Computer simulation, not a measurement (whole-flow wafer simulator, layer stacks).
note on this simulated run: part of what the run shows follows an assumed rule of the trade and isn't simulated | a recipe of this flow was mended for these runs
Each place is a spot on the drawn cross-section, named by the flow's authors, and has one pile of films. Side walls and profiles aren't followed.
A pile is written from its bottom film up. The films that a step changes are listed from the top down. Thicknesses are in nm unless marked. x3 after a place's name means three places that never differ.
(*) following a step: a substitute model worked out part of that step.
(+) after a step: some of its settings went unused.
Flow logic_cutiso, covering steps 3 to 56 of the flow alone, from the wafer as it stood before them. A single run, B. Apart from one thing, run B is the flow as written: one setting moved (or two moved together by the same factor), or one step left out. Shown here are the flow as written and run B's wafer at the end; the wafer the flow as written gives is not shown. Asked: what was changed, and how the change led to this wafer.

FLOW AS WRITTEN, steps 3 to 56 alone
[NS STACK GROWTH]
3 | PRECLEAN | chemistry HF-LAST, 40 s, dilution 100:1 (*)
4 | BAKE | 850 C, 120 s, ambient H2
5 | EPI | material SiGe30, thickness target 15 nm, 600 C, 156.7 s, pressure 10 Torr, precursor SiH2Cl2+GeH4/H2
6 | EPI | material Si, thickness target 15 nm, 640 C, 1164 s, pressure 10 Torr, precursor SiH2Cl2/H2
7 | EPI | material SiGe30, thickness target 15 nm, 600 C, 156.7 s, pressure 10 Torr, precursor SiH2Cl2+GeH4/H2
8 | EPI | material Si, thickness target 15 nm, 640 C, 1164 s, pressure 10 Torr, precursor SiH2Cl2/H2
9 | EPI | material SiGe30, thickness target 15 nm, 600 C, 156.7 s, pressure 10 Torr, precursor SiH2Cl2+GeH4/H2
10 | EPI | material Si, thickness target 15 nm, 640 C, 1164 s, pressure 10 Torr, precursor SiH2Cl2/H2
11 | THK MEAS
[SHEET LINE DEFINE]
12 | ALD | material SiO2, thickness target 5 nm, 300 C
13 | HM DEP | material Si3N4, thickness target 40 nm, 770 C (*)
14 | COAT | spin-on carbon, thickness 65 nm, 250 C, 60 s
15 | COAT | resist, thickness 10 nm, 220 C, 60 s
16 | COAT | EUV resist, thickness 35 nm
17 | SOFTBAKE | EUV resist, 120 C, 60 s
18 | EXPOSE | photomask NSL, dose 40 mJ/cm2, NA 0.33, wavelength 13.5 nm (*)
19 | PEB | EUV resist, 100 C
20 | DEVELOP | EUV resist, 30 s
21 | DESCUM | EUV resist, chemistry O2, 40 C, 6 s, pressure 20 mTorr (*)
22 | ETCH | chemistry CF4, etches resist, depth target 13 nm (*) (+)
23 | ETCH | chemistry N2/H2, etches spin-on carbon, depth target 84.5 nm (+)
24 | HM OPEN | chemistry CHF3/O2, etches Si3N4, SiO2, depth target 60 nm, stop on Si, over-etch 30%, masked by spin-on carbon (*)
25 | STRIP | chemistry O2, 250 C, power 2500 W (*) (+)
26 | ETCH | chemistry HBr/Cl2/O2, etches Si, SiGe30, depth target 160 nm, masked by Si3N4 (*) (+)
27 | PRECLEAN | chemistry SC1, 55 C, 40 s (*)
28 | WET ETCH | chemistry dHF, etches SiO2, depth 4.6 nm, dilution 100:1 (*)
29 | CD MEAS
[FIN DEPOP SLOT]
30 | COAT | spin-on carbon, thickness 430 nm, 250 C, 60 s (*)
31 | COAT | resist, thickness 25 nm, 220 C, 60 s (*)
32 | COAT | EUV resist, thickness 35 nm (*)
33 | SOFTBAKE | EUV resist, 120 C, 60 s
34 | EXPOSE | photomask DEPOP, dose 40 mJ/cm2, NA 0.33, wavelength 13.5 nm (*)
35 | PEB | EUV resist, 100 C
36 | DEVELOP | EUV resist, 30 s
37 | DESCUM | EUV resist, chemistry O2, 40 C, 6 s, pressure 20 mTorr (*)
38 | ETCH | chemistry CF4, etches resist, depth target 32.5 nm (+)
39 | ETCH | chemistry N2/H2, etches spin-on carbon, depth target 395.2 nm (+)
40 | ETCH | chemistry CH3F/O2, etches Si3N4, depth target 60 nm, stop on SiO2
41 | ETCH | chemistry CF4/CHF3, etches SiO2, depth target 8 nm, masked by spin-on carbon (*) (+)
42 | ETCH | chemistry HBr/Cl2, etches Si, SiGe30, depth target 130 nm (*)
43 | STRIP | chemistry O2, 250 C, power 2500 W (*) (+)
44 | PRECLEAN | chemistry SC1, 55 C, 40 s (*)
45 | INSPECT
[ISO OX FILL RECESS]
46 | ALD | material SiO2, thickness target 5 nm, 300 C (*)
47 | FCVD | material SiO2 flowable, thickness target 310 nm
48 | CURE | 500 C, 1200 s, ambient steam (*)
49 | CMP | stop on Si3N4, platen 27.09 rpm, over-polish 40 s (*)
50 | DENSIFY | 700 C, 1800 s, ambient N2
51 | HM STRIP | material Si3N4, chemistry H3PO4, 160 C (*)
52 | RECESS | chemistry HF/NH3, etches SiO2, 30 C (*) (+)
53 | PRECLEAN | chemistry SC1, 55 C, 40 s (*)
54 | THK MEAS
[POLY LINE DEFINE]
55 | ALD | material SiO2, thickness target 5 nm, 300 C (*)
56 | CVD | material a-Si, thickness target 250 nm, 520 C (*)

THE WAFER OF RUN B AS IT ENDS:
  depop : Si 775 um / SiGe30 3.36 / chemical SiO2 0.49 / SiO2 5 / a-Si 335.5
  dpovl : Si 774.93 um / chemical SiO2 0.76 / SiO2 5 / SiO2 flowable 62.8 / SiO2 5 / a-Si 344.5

Cause: step 42, ETCH: depth target 83.2 nm was run, whereas the flow has depth target 130 nm.

Step by step, how the change led to this:
  42 | ETCH | chemistry HBr/Cl2, etches Si, SiGe30, depth target 130 nm (*)
      depop: -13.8 Si (all of it), -15 SiGe30 (all of it), -15 Si (all of it), -15 SiGe30 (all of it), -15 Si (all of it), -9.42 SiGe30 (it would be, as written: -13.8 Si (all of it), -15 SiGe30 (all of it), -15 Si (all of it), -15 SiGe30 (all of it), -15 Si (all of it), -15 SiGe30 (all of it), -41.2 Si)
      dpovl, gfld, gl and 18 more: -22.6 spin-on carbon (it would be, as written: -32 spin-on carbon)
  43 | STRIP | chemistry O2, 250 C, power 2500 W (*) (+)
      depop: +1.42 chemical SiO2 (new film), -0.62 SiGe30 (it would be, as written: +1.04 chemical SiO2 (new film), -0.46 Si)
      glp, tap: -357 spin-on carbon (all of it) (it would be, as written: -347.7 spin-on carbon (all of it))
      (as well as at 13 more places)
  47 | FCVD | material SiO2 flowable, thickness target 310 nm
      depop: +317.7 SiO2 flowable (new film) (it would be, as written: +359.8 SiO2 flowable (new film))
      ns: +206 SiO2 flowable (new film) (it would be, as written: +201.1 SiO2 flowable (new film))
  49 | CMP | stop on Si3N4, platen 27.09 rpm, over-polish 40 s (*)
      isow, nsgap: -205 SiO2 flowable (it would be, as written: -200.2 SiO2 flowable)
      depop: -205.2 SiO2 flowable (it would be, as written: -200.4 SiO2 flowable)
      (as well as at 2 more places)
  52 | RECESS | chemistry HF/NH3, etches SiO2, 30 C (*) (+)
      depop: -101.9 SiO2 flowable (all of it), -5 SiO2 (all of it), -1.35 chemical SiO2 (all of it) (it would be, as written: -118.1 SiO2 flowable)
  53 | PRECLEAN | chemistry SC1, 55 C, 40 s (*)
      depop: +0.49 chemical SiO2 (new film), -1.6 SiGe30 (it would be, as written: -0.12 SiO2 flowable)
  56 | CVD | material a-Si, thickness target 250 nm, 520 C (*)
      depop: +335.5 a-Si (new film) (it would be, as written: +344.5 a-Si (new film))
